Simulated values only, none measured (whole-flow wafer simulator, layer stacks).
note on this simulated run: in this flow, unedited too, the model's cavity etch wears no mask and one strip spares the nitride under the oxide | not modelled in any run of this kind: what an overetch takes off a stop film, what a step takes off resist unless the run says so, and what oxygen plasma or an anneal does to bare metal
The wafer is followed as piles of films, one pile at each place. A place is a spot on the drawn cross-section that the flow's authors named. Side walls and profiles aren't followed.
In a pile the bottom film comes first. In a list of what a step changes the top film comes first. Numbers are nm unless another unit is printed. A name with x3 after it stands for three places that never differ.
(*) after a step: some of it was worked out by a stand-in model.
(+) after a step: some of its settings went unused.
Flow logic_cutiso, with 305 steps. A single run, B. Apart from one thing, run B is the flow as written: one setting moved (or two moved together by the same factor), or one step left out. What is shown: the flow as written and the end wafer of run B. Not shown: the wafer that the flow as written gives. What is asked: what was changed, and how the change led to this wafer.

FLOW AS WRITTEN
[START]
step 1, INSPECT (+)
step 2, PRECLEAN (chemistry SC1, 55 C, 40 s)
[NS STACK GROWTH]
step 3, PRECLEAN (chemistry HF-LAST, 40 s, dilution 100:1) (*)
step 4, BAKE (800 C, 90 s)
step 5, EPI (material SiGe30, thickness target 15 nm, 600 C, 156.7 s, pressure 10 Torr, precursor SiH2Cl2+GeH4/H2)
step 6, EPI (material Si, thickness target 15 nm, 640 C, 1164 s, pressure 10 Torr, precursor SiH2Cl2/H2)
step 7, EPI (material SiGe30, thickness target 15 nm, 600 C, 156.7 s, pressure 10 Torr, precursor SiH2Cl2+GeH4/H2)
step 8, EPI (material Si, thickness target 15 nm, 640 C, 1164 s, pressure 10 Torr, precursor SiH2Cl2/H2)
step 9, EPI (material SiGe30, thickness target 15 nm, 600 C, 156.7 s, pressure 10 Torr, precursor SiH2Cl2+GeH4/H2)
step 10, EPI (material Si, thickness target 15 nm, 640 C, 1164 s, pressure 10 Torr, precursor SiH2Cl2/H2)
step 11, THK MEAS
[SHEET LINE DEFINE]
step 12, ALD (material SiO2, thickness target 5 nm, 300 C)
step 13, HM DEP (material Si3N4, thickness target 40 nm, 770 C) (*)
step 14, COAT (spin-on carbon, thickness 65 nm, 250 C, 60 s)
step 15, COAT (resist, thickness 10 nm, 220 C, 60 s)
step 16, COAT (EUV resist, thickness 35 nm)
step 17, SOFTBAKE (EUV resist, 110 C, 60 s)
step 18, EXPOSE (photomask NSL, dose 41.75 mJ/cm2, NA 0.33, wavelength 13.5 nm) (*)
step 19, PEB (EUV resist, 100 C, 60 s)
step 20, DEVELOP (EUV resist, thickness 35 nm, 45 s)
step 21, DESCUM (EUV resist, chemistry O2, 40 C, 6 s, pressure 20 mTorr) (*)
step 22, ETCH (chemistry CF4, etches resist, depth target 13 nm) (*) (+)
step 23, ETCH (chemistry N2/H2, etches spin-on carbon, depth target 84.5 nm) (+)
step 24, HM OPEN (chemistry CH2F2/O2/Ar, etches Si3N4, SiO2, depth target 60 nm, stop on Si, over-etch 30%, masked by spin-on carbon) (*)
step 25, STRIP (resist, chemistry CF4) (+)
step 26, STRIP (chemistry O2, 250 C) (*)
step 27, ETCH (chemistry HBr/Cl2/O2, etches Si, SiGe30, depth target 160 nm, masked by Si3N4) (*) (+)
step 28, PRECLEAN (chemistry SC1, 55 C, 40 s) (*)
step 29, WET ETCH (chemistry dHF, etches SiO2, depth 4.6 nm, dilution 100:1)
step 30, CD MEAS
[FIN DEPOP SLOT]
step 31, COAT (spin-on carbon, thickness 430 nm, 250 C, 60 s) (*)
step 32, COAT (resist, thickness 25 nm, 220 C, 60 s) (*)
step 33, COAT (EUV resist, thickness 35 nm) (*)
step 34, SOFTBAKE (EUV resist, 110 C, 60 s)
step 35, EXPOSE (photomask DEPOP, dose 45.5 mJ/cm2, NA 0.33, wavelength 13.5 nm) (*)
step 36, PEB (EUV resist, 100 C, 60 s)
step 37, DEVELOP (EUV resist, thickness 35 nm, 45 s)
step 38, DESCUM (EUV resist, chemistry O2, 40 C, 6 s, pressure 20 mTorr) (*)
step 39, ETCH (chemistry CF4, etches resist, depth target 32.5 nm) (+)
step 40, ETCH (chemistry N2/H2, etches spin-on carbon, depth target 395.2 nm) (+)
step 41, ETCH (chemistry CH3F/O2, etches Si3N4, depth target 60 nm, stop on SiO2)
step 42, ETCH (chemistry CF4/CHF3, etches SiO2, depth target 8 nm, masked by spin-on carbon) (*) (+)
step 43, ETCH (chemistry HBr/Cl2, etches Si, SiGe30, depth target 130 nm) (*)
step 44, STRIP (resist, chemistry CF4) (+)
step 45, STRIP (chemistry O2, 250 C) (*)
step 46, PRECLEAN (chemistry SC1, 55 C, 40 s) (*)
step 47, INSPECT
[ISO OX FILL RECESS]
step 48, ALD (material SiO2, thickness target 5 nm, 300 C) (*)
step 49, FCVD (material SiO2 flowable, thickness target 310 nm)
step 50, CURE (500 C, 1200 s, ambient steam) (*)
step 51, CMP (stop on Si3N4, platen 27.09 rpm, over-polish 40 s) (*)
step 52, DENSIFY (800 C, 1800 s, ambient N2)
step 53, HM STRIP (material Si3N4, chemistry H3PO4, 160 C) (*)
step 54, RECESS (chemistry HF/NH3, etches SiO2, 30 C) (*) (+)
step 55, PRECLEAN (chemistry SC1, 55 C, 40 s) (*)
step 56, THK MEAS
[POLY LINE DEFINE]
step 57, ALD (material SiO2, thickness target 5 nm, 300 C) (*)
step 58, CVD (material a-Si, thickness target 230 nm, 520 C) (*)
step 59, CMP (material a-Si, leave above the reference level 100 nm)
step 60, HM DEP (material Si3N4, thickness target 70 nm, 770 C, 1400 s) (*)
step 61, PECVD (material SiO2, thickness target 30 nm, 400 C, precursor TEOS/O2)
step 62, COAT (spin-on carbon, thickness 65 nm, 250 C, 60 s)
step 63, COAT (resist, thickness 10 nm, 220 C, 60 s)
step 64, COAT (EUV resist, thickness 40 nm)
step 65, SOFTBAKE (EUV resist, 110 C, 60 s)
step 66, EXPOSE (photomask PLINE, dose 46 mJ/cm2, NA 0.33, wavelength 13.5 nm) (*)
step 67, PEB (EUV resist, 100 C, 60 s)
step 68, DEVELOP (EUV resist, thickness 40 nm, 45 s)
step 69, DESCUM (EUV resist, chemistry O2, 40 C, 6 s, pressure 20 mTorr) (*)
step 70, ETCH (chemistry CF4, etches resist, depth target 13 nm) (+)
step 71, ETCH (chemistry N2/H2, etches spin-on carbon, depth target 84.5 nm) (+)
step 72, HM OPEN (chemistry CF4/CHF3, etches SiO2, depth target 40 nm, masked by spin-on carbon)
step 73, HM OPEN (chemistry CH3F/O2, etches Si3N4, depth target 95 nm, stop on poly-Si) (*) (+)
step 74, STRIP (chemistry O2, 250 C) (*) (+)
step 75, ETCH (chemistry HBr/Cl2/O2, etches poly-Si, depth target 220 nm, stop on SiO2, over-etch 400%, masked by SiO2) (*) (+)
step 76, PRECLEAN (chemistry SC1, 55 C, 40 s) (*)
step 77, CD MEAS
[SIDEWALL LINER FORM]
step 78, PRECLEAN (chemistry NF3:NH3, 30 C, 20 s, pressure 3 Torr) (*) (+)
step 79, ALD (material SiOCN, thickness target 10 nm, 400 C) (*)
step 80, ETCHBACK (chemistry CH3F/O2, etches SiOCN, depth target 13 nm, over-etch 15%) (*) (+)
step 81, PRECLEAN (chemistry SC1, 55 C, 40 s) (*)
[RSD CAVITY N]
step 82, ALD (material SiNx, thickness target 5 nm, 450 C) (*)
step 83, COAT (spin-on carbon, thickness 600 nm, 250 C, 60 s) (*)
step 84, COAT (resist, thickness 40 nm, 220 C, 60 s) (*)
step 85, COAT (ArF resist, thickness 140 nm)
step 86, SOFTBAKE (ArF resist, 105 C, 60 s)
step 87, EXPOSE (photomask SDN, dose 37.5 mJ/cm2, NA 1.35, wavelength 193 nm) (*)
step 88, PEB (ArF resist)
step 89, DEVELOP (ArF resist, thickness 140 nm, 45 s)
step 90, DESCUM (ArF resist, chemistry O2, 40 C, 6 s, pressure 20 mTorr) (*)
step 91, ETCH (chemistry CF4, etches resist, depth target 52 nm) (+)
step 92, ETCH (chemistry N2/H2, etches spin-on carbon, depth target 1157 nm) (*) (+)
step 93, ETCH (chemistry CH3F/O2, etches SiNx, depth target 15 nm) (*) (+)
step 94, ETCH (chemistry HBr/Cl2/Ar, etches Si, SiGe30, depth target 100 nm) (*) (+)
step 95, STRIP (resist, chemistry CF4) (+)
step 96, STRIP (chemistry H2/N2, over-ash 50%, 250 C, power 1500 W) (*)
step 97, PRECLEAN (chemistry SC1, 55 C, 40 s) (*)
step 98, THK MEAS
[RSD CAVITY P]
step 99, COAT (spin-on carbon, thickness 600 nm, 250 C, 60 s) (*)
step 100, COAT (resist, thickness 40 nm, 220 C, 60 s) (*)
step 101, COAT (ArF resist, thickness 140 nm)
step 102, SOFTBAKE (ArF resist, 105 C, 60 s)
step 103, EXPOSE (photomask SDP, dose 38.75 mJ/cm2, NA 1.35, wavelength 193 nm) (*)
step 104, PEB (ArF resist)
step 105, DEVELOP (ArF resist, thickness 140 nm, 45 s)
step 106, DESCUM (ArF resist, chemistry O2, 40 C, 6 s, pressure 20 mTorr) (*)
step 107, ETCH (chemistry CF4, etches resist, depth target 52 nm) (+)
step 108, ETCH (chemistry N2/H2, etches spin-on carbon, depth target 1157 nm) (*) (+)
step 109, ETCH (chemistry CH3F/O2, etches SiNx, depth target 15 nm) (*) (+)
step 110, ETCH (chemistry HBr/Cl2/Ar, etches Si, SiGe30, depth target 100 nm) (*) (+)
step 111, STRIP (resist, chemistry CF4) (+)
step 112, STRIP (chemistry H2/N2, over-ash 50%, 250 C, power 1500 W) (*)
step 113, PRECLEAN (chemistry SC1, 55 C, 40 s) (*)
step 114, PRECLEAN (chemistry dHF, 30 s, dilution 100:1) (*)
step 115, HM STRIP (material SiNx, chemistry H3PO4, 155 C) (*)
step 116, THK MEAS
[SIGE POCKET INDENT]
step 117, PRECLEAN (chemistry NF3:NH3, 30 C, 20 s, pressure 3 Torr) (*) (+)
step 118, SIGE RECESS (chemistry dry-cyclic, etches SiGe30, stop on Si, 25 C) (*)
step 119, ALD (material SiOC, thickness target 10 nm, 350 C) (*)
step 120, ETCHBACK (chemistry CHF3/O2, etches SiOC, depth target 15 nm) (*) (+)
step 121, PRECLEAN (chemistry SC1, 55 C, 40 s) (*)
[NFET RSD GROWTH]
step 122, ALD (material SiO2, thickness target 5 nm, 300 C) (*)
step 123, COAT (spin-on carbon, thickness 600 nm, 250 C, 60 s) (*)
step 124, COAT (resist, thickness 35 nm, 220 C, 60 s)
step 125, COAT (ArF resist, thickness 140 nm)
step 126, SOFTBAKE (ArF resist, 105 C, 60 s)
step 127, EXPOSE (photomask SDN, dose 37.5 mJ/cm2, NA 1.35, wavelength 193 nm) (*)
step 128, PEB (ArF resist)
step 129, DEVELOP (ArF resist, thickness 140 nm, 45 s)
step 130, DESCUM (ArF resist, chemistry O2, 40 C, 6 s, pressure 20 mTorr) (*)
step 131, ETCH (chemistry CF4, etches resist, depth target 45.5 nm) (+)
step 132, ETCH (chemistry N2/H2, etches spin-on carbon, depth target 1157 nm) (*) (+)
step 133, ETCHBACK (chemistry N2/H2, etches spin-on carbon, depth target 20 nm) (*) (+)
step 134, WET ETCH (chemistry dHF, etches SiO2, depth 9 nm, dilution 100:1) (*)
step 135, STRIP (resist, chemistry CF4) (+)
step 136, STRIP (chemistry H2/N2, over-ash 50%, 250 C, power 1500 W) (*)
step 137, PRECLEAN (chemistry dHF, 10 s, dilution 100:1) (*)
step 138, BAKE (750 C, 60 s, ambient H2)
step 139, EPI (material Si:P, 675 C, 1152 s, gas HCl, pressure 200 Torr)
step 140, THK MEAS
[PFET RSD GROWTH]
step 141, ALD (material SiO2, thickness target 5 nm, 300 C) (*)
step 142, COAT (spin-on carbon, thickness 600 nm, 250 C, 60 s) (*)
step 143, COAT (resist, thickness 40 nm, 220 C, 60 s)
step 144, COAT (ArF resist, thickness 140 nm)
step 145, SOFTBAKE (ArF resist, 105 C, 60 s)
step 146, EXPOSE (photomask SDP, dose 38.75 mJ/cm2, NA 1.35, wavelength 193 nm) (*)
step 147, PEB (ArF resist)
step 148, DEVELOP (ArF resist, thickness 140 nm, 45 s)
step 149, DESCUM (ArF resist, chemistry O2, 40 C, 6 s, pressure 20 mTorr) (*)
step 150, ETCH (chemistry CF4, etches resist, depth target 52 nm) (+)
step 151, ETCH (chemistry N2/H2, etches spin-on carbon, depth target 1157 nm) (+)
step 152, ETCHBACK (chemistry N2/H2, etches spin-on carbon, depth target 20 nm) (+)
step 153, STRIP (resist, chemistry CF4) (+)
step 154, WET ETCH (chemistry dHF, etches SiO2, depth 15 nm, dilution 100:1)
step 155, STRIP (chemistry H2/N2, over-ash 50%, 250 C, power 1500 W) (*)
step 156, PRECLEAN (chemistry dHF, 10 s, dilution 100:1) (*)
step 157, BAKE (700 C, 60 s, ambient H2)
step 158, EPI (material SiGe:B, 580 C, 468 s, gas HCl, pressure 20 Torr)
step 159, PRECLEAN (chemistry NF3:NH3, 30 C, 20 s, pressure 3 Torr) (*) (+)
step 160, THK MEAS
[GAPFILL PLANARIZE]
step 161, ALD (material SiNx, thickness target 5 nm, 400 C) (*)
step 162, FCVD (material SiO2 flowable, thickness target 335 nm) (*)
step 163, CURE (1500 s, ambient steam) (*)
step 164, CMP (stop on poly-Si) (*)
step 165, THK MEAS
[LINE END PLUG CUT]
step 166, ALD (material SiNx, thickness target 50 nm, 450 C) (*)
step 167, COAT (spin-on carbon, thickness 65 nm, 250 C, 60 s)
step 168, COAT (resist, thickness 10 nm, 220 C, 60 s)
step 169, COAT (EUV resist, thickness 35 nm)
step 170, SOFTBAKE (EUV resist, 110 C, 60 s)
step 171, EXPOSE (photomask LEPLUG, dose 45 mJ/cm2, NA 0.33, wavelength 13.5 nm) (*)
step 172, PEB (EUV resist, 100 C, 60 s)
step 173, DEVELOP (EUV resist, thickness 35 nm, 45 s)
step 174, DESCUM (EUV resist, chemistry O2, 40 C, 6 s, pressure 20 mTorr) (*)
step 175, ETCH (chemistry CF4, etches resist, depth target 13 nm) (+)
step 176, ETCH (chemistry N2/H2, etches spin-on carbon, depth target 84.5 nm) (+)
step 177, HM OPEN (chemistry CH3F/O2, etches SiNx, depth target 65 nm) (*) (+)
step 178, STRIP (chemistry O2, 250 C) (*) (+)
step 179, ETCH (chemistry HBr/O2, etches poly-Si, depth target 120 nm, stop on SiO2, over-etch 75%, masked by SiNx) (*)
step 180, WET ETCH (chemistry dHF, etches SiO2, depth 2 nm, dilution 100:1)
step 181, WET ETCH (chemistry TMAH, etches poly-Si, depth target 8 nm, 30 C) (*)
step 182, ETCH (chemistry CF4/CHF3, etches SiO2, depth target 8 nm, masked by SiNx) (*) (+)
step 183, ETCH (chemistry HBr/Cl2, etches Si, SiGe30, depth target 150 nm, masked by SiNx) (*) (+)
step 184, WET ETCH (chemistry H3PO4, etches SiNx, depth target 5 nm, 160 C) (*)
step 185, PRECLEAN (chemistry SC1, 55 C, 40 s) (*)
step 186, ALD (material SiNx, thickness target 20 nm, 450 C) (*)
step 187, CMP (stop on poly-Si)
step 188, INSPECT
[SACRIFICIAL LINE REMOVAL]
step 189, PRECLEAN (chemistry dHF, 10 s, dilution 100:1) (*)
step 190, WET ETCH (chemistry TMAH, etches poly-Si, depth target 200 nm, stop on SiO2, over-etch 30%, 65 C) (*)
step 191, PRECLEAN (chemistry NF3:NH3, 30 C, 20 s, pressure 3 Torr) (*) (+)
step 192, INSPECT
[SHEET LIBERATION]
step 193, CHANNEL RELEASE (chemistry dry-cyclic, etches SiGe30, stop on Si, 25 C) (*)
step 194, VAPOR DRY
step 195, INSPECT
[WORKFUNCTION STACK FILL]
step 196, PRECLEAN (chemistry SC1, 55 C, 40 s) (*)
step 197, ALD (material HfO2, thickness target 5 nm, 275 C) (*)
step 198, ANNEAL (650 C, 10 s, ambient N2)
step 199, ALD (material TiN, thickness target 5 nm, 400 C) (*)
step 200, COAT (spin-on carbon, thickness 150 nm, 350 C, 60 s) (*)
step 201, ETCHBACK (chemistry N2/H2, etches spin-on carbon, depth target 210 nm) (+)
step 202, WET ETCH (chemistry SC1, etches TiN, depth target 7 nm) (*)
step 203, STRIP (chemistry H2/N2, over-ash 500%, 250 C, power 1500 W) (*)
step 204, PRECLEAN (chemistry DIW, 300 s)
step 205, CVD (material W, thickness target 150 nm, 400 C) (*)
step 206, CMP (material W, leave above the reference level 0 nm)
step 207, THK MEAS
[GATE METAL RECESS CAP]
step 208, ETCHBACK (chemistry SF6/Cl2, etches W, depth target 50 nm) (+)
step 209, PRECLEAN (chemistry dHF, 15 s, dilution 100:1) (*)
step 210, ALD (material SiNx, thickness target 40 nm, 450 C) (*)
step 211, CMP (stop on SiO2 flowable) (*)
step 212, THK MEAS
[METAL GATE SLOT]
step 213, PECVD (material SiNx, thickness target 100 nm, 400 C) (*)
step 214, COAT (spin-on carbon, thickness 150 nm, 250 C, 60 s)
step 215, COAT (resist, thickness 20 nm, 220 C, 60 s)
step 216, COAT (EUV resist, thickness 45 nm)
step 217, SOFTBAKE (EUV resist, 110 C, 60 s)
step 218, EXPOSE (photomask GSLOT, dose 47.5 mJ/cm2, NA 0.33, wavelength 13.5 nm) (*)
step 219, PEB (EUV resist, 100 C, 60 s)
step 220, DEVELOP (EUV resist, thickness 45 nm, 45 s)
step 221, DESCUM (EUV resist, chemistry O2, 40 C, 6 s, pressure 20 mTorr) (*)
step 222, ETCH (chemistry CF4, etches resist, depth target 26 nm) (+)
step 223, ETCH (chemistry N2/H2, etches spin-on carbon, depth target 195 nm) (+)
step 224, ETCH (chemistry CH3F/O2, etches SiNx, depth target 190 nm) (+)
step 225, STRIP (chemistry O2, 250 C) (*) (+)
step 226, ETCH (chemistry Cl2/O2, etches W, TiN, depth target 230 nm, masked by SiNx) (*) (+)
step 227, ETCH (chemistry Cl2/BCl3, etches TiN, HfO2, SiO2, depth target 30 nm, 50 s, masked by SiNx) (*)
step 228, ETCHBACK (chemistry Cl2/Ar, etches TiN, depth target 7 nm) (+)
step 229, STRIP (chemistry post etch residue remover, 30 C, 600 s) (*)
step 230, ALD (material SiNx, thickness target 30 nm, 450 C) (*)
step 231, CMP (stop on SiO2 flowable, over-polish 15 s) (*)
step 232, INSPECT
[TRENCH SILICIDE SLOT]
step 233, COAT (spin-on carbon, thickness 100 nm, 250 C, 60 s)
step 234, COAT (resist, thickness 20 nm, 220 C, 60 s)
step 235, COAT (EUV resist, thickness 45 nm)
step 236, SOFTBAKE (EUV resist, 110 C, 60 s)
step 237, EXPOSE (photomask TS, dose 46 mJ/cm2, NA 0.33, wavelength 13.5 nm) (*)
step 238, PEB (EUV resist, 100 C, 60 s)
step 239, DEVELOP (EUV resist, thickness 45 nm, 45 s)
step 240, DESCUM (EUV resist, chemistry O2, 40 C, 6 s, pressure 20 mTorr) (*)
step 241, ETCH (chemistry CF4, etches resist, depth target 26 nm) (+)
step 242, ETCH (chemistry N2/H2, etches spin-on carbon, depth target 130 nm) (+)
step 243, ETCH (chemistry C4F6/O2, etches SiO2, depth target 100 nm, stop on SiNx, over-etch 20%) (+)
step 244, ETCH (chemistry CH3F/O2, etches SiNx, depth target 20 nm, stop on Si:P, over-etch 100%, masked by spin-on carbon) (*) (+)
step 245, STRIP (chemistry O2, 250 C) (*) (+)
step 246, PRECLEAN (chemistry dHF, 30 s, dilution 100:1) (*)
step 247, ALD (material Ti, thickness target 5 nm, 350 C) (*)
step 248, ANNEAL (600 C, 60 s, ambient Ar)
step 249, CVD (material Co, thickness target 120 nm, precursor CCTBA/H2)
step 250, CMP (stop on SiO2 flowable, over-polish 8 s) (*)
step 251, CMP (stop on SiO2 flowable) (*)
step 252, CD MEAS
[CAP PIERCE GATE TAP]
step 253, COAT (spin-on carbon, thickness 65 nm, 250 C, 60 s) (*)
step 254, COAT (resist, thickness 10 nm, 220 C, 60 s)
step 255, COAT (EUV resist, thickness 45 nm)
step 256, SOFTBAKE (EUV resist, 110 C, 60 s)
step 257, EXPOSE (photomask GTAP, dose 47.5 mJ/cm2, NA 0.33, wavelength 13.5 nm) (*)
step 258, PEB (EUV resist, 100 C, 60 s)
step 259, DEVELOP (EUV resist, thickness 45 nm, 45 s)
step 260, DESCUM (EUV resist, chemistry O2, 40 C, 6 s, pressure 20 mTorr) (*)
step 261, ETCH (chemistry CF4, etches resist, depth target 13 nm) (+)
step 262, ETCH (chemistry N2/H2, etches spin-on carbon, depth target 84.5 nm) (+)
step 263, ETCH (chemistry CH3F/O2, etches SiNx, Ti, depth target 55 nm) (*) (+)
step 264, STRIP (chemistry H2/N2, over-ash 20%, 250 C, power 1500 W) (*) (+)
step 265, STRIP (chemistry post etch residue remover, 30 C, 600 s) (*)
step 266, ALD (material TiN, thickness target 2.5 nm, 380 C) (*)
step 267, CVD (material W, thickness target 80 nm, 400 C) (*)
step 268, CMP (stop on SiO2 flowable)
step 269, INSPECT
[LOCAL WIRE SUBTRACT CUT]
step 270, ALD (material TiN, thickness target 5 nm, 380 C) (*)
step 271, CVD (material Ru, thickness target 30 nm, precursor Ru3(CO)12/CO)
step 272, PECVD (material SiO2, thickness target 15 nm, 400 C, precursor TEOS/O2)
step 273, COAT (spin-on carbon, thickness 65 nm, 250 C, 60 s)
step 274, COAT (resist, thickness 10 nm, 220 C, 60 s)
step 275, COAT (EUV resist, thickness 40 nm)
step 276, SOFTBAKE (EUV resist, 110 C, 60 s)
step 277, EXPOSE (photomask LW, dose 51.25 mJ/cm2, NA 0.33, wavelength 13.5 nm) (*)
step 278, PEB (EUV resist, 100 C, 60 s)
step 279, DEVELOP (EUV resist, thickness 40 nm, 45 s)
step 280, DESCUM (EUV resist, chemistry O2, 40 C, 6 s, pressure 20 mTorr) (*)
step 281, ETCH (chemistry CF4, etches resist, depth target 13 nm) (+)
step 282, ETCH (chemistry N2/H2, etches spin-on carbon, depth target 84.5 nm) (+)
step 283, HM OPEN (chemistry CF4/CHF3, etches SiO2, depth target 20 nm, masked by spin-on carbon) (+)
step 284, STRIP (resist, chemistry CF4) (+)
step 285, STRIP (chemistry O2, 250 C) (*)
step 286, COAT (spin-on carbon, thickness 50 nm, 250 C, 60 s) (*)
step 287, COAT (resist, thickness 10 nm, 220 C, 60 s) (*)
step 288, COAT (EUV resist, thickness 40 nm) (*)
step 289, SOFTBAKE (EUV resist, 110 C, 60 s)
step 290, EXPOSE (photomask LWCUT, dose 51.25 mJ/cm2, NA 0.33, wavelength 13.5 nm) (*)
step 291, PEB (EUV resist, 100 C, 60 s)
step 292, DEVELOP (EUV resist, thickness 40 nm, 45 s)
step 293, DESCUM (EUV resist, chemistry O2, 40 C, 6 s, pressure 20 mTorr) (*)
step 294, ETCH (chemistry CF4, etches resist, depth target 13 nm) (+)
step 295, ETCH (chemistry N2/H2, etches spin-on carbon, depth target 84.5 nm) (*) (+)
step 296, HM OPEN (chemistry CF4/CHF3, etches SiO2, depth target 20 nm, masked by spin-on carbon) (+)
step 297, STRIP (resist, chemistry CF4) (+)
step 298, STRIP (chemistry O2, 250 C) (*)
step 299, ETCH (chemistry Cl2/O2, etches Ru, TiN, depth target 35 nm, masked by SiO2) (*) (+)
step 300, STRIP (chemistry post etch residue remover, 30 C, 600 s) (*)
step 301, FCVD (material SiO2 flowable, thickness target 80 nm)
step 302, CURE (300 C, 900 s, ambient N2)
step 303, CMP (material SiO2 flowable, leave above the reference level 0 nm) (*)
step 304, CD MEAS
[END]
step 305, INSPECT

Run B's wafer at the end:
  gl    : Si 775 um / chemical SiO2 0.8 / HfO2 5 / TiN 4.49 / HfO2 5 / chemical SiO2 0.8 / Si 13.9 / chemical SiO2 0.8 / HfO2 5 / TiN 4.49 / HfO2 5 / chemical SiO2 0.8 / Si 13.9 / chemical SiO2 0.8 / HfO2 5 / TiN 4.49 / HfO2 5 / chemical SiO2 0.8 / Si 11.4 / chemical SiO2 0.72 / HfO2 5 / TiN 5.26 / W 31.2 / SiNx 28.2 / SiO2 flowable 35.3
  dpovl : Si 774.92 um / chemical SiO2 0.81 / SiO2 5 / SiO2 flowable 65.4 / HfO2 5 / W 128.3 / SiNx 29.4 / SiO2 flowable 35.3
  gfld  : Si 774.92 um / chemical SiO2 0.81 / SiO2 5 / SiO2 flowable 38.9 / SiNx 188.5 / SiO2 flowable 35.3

What caused this: step 10, EPI: thickness target 13.5 nm was run, while the flow as written has thickness target 15 nm; step 10, EPI: 1048 s was run, where the flow has 1164 s.

How this came from the change, step by step:
  step 10, EPI (material Si, thickness target 15 nm, 640 C, 1164 s, pressure 10 Torr, precursor SiH2Cl2/H2)
      depop, dpovl, gfld and 19 more: +13.5 Si (new film) (as written it would have been: +15 Si (new film))
  step 27, ETCH (chemistry HBr/Cl2/O2, etches Si, SiGe30, depth target 160 nm, masked by Si3N4) (*) (+)
      gfld, gxf, iso, lnri: -0.79 chemical SiO2 (all of it), -9.85 Si (all of it), -15 SiGe30 (all of it), -15 Si (all of it), -15 SiGe30 (all of it), -15 Si (all of it), -15 SiGe30 (all of it), -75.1 Si (as written it would have been: -0.79 chemical SiO2 (all of it), -11.4 Si (all of it), -15 SiGe30 (all of it), -15 Si (all of it), -15 SiGe30 (all of it), -15 Si (all of it), -15 SiGe30 (all of it), -73.6 Si)
      dpovl, nsgap: -0.79 chemical SiO2 (all of it), -10.3 Si (all of it), -15 SiGe30 (all of it), -15 Si (all of it), -15 SiGe30 (all of it), -15 Si (all of it), -15 SiGe30 (all of it), -74.7 Si (as written it would have been: -0.79 chemical SiO2 (all of it), -11.8 Si (all of it), -15 SiGe30 (all of it), -15 Si (all of it), -15 SiGe30 (all of it), -15 Si (all of it), -15 SiGe30 (all of it), -73.2 Si)
      (as well as at 1 more place)
  step 43, ETCH (chemistry HBr/Cl2, etches Si, SiGe30, depth target 130 nm) (*)
      depop: -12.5 Si (all of it), -15 SiGe30 (all of it), -15 Si (all of it), -15 SiGe30 (all of it), -15 Si (all of it), -15 SiGe30 (all of it), -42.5 Si (as written it would have been: -14 Si (all of it), -15 SiGe30 (all of it), -15 Si (all of it), -15 SiGe30 (all of it), -15 Si (all of it), -15 SiGe30 (all of it), -41 Si)
  step 94, ETCH (chemistry HBr/Cl2/Ar, etches Si, SiGe30, depth target 100 nm) (*) (+)
      rsdn, rsdx: -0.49 chemical SiO2 (all of it), -11.3 Si (all of it), -15 SiGe30 (all of it), -15 Si (all of it), -15 SiGe30 (all of it), -15 Si (all of it), -15 SiGe30 (all of it), -13.7 Si (as written it would have been: -0.49 chemical SiO2 (all of it), -12.8 Si (all of it), -15 SiGe30 (all of it), -15 Si (all of it), -15 SiGe30 (all of it), -15 Si (all of it), -15 SiGe30 (all of it), -12.2 Si)
  step 110, ETCH (chemistry HBr/Cl2/Ar, etches Si, SiGe30, depth target 100 nm) (*) (+)
      rsdp, rsdw: -0.49 chemical SiO2 (all of it), -11.3 Si (all of it), -15 SiGe30 (all of it), -15 Si (all of it), -15 SiGe30 (all of it), -15 Si (all of it), -15 SiGe30 (all of it), -13.7 Si (as written it would have been: -0.49 chemical SiO2 (all of it), -12.8 Si (all of it), -15 SiGe30 (all of it), -15 Si (all of it), -15 SiGe30 (all of it), -15 Si (all of it), -15 SiGe30 (all of it), -12.2 Si)
  step 183, ETCH (chemistry HBr/Cl2, etches Si, SiGe30, depth target 150 nm, masked by SiNx) (*) (+)
      plug: -12.1 Si (all of it), -15 SiGe30 (all of it), -15 Si (all of it), -15 SiGe30 (all of it), -15 Si (all of it), -15 SiGe30 (all of it), -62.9 Si (as written it would have been: -13.6 Si (all of it), -15 SiGe30 (all of it), -15 Si (all of it), -15 SiGe30 (all of it), -15 Si (all of it), -15 SiGe30 (all of it), -61.4 Si)
